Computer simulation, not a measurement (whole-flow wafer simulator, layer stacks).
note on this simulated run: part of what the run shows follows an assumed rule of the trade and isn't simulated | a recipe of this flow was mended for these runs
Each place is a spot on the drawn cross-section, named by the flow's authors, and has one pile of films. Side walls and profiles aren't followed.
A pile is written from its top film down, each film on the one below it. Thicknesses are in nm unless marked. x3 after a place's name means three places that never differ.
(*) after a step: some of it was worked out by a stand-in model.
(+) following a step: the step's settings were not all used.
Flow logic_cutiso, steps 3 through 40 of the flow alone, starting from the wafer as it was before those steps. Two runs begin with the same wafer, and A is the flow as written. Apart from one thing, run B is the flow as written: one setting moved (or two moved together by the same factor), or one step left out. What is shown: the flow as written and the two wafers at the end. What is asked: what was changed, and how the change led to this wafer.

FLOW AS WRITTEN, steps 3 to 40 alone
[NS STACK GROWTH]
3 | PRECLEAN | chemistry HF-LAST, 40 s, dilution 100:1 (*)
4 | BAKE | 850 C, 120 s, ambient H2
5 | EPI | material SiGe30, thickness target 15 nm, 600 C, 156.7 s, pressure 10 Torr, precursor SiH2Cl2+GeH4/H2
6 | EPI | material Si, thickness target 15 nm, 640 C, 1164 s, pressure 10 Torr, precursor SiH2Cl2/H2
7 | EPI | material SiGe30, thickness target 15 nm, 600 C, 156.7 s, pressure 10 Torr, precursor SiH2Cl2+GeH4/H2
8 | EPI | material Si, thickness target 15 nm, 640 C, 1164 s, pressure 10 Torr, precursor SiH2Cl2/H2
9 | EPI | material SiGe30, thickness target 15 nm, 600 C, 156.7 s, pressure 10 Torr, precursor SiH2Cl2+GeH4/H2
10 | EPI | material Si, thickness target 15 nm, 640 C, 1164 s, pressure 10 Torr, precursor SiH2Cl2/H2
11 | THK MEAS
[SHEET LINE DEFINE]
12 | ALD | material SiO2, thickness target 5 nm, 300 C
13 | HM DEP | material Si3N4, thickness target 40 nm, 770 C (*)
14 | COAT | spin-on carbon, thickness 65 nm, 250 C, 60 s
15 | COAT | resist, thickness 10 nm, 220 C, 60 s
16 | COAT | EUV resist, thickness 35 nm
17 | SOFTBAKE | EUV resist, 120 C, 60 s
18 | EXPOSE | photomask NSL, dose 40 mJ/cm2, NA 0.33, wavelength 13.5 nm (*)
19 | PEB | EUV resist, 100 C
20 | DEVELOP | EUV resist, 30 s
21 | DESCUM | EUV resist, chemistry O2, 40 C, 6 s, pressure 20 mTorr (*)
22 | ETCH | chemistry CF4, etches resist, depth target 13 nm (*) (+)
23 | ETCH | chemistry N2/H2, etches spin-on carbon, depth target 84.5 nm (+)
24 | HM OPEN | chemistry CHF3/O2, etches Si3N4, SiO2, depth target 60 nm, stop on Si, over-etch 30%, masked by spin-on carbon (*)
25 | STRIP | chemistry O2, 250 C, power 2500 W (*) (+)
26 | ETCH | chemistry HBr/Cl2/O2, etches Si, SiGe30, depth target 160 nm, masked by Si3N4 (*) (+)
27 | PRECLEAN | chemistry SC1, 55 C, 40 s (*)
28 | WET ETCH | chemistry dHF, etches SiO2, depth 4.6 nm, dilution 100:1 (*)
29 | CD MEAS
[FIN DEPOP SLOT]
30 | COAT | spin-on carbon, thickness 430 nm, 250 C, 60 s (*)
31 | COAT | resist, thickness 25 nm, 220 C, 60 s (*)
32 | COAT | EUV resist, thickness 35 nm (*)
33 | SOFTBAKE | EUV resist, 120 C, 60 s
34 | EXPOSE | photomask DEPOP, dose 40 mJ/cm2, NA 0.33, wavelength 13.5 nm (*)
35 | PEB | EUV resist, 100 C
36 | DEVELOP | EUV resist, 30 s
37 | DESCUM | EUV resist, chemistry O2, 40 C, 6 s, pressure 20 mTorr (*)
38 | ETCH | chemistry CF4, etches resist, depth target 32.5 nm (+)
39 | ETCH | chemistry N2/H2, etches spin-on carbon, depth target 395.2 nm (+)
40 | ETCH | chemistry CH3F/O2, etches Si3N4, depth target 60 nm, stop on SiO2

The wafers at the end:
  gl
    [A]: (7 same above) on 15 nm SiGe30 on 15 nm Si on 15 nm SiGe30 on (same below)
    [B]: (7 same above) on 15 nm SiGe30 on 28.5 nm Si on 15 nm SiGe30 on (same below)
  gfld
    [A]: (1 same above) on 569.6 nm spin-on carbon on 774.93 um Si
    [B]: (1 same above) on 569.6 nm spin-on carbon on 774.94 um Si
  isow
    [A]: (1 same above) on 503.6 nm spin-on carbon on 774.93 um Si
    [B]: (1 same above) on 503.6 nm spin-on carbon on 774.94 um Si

Cause: step 6, EPI: thickness target 28.5 nm was run, while the flow as written has thickness target 15 nm; step 6, EPI: 2212 s was run, where the flow has 1164 s.
The wafer lets one read it off: gl has Si 28.5, and step 6 as written asks for 15 nm.

The path from the change to this, step by step:
  6 | EPI | material Si, thickness target 15 nm, 640 C, 1164 s, pressure 10 Torr, precursor SiH2Cl2/H2
      depop, dpovl, gfld and 19 more: A +15 Si (new film) | B +28.5 Si (new film)
  26 | ETCH | chemistry HBr/Cl2/O2, etches Si, SiGe30, depth target 160 nm, masked by Si3N4 (*) (+)
      dpovl, gfld, gxf, iso, isow, lnri, nsgap: A -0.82 chemical SiO2 (all of it), -12 Si (all of it), -15 SiGe30 (all of it), -15 Si (all of it), -15 SiGe30 (all of it), -15 Si (all of it), -15 SiGe30 (all of it), -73 Si | B -0.82 chemical SiO2 (all of it), -12 Si (all of it), -15 SiGe30 (all of it), -15 Si (all of it), -15 SiGe30 (all of it), -28.5 Si (all of it), -15 SiGe30 (all of it), -59.5 Si
